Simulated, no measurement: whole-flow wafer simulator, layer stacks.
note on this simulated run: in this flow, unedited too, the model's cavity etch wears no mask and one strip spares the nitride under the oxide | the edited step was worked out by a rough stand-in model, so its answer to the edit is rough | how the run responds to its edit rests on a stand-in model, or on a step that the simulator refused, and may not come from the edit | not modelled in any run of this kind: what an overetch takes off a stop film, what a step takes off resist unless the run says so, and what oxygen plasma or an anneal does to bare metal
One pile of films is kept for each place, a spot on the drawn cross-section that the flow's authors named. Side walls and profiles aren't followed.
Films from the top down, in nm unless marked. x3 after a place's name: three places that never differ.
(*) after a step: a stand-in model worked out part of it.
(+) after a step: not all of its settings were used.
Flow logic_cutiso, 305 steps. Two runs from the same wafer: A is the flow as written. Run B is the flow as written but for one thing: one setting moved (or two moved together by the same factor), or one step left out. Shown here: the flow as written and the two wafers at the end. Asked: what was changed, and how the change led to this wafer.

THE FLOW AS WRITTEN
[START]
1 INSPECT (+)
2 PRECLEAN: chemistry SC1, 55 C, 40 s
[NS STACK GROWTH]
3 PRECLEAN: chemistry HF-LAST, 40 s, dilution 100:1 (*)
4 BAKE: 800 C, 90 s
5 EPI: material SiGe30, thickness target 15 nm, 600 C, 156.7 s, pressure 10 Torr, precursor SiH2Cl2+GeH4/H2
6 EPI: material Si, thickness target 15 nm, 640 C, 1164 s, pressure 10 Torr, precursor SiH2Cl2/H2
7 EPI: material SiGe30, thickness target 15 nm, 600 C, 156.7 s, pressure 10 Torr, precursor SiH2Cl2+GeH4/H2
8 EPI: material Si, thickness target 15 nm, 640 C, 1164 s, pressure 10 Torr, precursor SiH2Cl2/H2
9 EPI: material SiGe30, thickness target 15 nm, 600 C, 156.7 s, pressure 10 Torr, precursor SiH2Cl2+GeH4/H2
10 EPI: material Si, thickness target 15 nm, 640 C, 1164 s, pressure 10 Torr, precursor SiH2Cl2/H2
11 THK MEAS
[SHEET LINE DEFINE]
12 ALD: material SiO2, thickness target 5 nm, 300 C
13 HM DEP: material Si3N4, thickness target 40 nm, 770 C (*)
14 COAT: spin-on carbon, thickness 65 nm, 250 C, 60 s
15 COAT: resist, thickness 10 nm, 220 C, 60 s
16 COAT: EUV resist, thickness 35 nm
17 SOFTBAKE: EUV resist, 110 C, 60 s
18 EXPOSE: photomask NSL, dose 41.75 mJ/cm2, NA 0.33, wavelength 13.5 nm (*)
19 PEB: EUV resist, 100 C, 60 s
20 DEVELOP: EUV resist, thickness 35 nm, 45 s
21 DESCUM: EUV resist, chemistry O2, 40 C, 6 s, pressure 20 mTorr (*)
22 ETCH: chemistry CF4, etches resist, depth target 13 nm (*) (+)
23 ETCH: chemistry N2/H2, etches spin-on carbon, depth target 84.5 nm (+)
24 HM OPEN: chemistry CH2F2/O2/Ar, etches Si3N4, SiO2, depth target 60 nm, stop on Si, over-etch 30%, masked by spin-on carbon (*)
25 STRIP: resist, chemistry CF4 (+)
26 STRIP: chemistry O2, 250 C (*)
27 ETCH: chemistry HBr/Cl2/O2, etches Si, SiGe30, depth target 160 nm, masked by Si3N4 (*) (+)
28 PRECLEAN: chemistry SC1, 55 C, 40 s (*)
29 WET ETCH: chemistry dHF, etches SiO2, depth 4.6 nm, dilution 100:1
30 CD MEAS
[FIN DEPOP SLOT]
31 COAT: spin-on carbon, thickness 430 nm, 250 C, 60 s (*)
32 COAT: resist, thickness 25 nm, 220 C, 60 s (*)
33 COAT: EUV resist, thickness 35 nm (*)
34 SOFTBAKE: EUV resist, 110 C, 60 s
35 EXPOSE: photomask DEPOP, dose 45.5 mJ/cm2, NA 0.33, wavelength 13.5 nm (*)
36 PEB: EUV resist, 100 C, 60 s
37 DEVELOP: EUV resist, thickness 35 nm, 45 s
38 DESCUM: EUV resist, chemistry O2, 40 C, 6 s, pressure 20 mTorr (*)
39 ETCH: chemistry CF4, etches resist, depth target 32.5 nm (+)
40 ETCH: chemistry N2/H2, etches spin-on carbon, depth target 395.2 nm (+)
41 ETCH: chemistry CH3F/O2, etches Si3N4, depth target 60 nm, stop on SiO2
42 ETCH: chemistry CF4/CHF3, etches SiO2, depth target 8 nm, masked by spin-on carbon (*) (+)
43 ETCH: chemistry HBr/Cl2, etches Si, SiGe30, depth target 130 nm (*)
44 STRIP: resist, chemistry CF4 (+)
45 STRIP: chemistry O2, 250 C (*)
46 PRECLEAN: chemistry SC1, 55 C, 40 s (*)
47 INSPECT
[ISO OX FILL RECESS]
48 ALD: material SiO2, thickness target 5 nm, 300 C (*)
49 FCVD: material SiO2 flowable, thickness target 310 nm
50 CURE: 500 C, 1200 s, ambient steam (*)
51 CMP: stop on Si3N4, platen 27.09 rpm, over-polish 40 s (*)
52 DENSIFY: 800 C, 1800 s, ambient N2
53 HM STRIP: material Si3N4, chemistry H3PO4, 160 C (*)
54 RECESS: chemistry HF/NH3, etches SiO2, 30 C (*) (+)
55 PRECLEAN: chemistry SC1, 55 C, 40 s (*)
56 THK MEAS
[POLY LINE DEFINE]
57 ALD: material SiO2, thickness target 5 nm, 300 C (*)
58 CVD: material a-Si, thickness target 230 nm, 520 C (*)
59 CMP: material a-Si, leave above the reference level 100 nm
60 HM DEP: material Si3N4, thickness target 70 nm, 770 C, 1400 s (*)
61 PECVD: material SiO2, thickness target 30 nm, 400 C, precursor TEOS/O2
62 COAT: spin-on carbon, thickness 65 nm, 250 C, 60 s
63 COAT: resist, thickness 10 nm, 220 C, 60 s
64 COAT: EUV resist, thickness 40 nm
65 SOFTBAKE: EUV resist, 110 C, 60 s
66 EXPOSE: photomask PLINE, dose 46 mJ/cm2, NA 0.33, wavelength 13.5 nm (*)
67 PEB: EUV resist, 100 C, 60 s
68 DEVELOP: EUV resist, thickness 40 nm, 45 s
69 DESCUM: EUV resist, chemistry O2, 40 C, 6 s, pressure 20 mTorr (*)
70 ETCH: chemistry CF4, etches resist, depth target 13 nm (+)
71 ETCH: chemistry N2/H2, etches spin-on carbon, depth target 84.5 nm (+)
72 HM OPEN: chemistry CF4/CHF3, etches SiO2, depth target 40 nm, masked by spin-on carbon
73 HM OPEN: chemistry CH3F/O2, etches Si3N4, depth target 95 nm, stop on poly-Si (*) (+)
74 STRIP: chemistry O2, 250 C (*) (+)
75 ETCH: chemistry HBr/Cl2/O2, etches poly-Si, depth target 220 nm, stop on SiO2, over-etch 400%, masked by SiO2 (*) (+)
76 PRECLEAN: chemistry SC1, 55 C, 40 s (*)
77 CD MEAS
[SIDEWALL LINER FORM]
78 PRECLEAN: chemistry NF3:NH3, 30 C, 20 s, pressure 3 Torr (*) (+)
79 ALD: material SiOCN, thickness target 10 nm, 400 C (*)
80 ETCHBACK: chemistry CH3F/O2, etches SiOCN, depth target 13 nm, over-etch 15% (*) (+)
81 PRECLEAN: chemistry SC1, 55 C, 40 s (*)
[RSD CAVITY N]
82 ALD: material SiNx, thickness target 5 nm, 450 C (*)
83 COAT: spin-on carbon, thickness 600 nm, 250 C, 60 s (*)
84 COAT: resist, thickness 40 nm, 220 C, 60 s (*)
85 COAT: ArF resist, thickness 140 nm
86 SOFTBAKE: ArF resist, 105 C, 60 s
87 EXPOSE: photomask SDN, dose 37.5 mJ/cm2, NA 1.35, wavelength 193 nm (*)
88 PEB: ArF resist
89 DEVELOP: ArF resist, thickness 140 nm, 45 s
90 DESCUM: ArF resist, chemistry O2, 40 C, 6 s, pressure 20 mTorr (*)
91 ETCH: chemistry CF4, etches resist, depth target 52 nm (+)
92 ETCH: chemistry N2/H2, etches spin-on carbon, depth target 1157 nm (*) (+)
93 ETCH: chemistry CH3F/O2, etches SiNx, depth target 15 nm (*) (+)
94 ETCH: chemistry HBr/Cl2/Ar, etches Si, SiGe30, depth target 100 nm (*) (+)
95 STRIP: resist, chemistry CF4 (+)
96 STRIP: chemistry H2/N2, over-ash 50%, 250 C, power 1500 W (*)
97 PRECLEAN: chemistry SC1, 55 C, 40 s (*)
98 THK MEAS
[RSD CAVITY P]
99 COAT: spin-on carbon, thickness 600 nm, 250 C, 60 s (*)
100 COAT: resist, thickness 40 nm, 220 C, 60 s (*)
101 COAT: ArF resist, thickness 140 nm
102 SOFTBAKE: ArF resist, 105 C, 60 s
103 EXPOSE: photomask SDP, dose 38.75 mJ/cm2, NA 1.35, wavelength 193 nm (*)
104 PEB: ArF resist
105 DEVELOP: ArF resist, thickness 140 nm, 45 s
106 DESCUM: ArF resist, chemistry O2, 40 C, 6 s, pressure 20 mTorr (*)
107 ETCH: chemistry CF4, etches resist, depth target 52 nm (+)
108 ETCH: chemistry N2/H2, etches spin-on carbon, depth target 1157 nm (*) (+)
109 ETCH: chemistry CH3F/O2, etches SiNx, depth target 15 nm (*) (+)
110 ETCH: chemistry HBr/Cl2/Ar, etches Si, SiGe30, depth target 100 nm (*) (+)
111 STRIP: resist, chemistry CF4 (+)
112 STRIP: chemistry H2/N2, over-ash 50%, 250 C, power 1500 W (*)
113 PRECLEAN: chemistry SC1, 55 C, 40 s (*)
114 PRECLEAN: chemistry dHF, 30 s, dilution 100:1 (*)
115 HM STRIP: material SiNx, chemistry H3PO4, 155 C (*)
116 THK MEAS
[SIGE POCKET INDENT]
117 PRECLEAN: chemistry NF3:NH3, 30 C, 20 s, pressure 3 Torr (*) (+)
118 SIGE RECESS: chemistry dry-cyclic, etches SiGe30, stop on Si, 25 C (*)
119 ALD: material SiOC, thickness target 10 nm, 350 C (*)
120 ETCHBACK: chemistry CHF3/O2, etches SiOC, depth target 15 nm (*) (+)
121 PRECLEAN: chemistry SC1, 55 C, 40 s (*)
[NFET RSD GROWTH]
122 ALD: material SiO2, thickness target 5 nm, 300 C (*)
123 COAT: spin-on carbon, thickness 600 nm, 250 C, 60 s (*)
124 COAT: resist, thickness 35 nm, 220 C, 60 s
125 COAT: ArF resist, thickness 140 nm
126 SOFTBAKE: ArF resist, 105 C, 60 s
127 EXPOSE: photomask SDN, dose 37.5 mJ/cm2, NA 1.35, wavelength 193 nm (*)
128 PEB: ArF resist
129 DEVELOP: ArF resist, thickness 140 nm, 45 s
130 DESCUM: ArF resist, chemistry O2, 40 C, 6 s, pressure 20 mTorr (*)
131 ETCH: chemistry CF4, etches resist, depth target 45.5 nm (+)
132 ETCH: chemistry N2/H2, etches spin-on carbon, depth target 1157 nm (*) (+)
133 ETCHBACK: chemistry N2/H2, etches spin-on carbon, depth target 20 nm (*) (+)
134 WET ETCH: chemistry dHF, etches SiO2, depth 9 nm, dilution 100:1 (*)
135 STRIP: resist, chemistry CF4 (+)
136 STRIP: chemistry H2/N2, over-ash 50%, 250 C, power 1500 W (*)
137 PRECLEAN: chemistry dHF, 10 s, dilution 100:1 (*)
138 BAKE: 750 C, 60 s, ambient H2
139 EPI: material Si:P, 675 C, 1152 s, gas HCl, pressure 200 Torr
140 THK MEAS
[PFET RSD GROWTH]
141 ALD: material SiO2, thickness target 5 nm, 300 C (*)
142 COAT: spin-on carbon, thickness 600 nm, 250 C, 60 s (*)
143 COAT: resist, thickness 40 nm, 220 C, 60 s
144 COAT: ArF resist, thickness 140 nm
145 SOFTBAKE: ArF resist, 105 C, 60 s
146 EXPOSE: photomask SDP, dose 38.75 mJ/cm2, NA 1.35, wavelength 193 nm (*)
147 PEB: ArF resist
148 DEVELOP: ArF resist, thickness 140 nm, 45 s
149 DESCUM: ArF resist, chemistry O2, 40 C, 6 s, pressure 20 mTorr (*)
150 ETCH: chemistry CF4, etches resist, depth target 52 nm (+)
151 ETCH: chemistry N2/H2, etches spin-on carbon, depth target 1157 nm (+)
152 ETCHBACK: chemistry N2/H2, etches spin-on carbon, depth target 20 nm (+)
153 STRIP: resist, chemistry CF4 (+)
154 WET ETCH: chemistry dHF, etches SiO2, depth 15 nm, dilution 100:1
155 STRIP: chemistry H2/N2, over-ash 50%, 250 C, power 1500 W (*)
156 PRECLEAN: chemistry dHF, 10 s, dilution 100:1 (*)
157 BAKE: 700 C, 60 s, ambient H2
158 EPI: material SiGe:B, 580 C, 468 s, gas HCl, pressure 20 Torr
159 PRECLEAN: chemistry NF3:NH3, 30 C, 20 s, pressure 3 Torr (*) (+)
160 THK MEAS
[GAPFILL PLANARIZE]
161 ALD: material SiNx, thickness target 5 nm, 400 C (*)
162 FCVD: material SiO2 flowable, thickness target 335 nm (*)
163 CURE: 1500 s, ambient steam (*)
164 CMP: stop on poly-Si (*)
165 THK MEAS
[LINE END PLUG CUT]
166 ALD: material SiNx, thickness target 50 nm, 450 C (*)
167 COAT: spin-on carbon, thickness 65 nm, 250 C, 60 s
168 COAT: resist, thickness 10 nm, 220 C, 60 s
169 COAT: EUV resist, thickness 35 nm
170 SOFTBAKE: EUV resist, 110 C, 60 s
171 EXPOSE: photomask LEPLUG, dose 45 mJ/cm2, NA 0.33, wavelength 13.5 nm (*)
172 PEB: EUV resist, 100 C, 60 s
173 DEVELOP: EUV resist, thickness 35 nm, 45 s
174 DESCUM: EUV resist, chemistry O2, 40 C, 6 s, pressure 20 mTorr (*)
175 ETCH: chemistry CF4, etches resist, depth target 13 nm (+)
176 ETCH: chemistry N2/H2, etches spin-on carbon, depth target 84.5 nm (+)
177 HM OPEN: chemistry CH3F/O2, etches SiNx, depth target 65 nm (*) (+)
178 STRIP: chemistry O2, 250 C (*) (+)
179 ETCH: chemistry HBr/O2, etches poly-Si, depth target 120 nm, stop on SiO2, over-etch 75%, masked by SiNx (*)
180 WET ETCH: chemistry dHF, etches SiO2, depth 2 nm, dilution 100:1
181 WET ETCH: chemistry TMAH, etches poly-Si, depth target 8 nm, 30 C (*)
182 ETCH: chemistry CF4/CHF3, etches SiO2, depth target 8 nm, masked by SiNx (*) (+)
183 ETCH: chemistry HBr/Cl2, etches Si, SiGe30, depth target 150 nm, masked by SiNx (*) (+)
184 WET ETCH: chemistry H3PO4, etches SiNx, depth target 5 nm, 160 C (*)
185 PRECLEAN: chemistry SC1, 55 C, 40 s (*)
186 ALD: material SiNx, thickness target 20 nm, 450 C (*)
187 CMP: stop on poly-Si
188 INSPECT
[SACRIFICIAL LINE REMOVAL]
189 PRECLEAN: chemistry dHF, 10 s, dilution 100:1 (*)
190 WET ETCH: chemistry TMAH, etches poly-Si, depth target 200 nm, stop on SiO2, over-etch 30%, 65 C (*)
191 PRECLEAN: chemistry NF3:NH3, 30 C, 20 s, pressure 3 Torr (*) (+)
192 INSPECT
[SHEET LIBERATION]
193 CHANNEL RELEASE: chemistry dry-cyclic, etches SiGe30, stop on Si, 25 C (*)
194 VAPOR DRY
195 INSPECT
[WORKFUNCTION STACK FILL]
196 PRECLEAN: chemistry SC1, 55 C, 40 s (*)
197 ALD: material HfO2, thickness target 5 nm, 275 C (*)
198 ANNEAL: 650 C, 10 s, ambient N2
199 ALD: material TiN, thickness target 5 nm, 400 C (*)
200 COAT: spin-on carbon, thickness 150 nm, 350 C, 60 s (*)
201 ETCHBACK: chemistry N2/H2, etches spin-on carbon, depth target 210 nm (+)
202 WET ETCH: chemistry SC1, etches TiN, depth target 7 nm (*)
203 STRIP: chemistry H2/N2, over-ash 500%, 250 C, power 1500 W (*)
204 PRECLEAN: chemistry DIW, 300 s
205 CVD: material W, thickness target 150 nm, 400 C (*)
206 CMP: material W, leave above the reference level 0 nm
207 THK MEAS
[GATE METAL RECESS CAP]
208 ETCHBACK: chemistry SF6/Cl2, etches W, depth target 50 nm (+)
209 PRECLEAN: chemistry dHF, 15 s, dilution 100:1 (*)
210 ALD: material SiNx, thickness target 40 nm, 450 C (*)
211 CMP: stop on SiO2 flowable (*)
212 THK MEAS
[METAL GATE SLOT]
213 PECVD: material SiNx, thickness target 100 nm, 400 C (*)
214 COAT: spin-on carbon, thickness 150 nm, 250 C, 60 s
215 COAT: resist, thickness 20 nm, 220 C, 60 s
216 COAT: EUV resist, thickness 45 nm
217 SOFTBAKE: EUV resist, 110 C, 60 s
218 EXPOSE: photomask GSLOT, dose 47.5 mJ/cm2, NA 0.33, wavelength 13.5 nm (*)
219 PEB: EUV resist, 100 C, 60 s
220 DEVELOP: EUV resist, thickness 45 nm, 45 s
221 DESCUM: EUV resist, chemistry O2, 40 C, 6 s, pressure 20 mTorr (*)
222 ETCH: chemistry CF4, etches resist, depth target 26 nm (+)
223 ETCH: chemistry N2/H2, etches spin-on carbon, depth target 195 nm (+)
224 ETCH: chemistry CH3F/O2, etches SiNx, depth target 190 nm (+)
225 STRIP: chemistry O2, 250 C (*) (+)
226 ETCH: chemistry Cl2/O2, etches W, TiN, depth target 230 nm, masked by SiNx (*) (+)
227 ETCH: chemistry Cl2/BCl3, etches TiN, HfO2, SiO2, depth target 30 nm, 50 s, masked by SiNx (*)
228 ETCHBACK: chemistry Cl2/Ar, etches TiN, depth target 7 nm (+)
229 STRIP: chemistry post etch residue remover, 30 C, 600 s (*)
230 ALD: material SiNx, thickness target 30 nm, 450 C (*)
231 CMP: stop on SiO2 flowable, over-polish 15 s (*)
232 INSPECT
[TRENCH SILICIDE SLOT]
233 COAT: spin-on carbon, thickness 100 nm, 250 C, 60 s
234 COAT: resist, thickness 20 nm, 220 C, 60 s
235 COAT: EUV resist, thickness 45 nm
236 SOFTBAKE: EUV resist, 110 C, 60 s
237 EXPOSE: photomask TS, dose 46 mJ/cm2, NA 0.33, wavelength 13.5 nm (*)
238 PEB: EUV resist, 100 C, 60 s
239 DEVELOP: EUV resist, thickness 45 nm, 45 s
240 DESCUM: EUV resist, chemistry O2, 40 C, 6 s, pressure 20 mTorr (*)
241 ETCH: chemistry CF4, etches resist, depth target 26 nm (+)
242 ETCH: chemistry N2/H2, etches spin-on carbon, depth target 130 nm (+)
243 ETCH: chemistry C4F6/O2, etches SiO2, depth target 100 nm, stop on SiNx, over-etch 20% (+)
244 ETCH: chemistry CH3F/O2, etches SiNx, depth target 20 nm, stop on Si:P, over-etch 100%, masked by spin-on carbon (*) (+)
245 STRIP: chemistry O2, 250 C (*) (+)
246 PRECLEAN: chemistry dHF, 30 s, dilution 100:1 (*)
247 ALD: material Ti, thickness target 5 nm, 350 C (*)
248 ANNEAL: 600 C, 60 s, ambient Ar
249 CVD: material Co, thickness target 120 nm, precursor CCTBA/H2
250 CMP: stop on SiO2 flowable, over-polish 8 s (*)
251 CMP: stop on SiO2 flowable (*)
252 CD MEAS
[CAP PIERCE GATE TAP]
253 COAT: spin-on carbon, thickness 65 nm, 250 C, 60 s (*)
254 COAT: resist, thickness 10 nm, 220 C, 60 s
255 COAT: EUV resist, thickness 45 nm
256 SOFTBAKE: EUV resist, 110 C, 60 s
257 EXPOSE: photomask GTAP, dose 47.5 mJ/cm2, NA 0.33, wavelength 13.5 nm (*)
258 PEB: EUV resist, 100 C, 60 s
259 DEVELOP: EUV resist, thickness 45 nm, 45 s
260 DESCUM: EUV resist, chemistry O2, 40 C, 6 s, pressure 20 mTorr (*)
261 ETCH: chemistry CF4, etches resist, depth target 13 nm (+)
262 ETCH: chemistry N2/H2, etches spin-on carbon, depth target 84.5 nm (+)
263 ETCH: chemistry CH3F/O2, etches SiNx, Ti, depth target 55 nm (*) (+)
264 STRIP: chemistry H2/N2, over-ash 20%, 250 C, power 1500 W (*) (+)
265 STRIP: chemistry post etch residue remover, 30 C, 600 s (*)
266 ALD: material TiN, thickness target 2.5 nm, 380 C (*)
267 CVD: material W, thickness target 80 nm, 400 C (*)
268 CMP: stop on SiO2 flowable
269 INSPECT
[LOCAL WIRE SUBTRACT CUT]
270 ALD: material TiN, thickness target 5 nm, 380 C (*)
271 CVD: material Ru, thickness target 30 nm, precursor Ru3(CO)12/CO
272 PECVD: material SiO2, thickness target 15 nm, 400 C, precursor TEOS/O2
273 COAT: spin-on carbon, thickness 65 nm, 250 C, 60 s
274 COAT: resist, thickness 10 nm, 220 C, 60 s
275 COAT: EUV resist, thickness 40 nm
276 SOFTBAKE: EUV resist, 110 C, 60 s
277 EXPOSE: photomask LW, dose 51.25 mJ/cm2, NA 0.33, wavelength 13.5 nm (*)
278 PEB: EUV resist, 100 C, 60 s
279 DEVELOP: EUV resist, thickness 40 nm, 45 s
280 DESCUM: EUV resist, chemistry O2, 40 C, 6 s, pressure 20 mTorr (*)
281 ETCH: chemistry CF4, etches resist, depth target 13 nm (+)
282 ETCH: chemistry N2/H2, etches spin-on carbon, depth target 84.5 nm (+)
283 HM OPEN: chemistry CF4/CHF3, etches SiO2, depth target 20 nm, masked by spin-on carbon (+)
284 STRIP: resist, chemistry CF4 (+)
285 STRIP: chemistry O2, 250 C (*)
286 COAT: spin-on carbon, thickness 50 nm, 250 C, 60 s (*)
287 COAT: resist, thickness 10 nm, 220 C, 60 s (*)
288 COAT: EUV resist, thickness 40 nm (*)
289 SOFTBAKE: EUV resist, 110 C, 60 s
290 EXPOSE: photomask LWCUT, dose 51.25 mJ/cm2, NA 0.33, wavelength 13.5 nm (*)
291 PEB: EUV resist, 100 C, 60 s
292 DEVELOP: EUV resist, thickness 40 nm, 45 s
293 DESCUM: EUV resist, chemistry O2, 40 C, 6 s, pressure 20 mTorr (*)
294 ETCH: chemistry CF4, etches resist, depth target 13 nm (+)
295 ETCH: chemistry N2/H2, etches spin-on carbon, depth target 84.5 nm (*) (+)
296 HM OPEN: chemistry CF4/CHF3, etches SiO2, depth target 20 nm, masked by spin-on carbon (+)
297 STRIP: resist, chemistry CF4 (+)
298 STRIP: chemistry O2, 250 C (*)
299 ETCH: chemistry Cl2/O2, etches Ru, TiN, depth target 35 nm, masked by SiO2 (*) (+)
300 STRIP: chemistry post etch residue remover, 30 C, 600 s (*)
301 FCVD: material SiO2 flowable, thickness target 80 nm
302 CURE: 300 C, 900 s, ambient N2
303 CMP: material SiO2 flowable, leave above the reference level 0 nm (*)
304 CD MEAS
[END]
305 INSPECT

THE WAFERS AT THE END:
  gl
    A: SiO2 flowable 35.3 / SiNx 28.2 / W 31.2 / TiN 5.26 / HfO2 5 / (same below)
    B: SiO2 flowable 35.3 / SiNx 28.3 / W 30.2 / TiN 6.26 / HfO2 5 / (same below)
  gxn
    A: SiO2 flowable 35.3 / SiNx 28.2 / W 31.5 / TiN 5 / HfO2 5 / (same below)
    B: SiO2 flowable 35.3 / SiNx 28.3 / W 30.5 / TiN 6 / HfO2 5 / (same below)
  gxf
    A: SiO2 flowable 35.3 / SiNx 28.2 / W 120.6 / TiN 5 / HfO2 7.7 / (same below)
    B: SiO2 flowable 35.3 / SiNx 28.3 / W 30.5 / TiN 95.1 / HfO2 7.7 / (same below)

The cause: step 199, ALD: thickness target 6 nm was run, where the flow has thickness target 5 nm.
It can be read off the wafer: gxn has TiN 6, and step 199 as written asks for 5 nm.

How the change led to this, step by step:
  199 ALD: material TiN, thickness target 5 nm, 400 C (*)
      depop, dpovl, iso and 11 more: A TiN +5 (new film) | B TiN +6 (new film)
      gl, glp, tap: A TiN +5.26 (new film), TiN +4.49 (new film), cavity -4.49 (all of it), TiN +4.49 (new film), cavity -4.49 (all of it), TiN +4.49 (new film), cavity -4.49 (all of it) | B TiN +6.26 (new film), TiN +4.49 (new film), cavity -4.49 (all of it), TiN +4.49 (new film), cavity -4.49 (all of it), TiN +4.49 (new film), cavity -4.49 (all of it)
      (and at 5 more places)
  200 COAT: spin-on carbon, thickness 150 nm, 350 C, 60 s (*)
      lnr, lnrp: A spin-on carbon +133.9 (new film) | B spin-on carbon +136.8 (new film)
      rsdp, rsdx: A spin-on carbon +145.6 (new film) | B spin-on carbon +148.6 (new film)
      (and at 5 more places)
  201 ETCHBACK: chemistry N2/H2, etches spin-on carbon, depth target 210 nm (+)
      lnr, lnrp: A spin-on carbon -133.9 (all of it) | B spin-on carbon -136.8 (all of it)
      rsdp, rsdx: A spin-on carbon -145.6 (all of it) | B spin-on carbon -148.6 (all of it)
      (and at 4 more places)
  202 WET ETCH: chemistry SC1, etches TiN, depth target 7 nm (*)
      depop, dpovl, iso and 12 more: A TiN -5 (all of it) | B TiN -6 (all of it)
  203 STRIP: chemistry H2/N2, over-ash 500%, 250 C, power 1500 W (*)
      gl, glp: A spin-on carbon -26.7 (all of it) | B spin-on carbon -29.7 (all of it)
      gxn, gxp: A spin-on carbon -26.8 (all of it) | B spin-on carbon -29.8 (all of it)
      (and at 3 more places)
  205 CVD: material W, thickness target 150 nm, 400 C (*)
      gxf: A W +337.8 (new film) | B W +247.7 (new film)
  226 ETCH: chemistry Cl2/O2, etches W, TiN, depth target 230 nm, masked by SiNx (*) (+)
      gfld: A W -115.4 (all of it), TiN -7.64 (all of it), HfO2 -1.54 | B W -114.4 (all of it), TiN -8.64 (all of it), HfO2 -1.54
